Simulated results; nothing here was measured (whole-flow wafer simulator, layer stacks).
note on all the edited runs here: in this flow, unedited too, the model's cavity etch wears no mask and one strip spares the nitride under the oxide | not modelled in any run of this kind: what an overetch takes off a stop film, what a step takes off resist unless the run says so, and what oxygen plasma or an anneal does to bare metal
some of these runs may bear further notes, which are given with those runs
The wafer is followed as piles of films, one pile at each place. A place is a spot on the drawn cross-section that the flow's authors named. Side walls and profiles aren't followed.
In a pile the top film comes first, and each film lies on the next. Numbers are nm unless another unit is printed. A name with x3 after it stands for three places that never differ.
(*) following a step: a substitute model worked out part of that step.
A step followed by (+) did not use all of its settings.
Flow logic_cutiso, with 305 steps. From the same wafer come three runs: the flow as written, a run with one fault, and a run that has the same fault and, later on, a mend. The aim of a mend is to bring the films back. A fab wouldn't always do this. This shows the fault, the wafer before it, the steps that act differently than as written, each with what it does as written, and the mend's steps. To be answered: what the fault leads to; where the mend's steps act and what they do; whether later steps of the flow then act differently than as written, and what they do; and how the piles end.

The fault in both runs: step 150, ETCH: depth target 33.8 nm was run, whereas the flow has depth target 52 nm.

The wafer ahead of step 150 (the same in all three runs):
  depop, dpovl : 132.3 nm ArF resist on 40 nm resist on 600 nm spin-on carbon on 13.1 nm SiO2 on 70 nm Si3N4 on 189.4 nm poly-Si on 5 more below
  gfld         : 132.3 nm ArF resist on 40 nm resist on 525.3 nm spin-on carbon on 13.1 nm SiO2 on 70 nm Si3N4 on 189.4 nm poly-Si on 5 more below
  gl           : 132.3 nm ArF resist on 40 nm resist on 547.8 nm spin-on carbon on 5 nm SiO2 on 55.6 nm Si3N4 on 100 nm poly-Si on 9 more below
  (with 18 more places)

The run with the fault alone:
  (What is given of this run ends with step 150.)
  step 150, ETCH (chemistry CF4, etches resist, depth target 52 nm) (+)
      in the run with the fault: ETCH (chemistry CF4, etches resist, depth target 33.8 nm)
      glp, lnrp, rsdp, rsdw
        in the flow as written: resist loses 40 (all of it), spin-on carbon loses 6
        in the run with the fault: resist loses 33.8
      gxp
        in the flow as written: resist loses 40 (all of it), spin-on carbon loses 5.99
        in the run with the fault: resist loses 33.8
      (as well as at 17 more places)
  After step 150, at depop, dpovl, gfld and 19 more, the piles differ from the flow's by more than 2% or 0.5 nm, whichever is larger.
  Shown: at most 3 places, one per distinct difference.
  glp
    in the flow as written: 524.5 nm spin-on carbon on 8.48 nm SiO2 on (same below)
    in the run with the fault: 6.2 nm resist on 530.5 nm spin-on carbon on 8.48 nm SiO2 on (same below)
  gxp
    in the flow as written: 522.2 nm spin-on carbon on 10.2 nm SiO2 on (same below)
    in the run with the fault: 6.21 nm resist on 528.2 nm spin-on carbon on 10.2 nm SiO2 on (same below)
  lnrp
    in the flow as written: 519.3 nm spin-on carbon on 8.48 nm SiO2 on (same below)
    in the run with the fault: 6.2 nm resist on 525.3 nm spin-on carbon on 8.48 nm SiO2 on (same below)

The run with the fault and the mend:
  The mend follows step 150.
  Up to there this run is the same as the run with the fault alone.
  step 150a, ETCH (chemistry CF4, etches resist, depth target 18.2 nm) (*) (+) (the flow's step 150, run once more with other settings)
      depop, dpovl, gfld and 14 more
        ArF resist loses 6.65
      glp, lnrp, rsdp
        resist loses 6.2 (all of it), spin-on carbon loses 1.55
      gxp, rsdw
        resist loses 6.21 (all of it), spin-on carbon loses 1.55
  Steps further on in the flow that do not act as written (1 other step is not shown; it differs only slightly, by no more than 2% or 0.5 nm, whichever is larger):
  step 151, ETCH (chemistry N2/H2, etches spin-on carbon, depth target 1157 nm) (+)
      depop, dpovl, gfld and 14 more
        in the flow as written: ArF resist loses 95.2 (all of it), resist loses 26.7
        in the run with the mend: ArF resist loses 101.5 (all of it), resist loses 26.7
  The piles end the same as the flow's at every place that both follow.
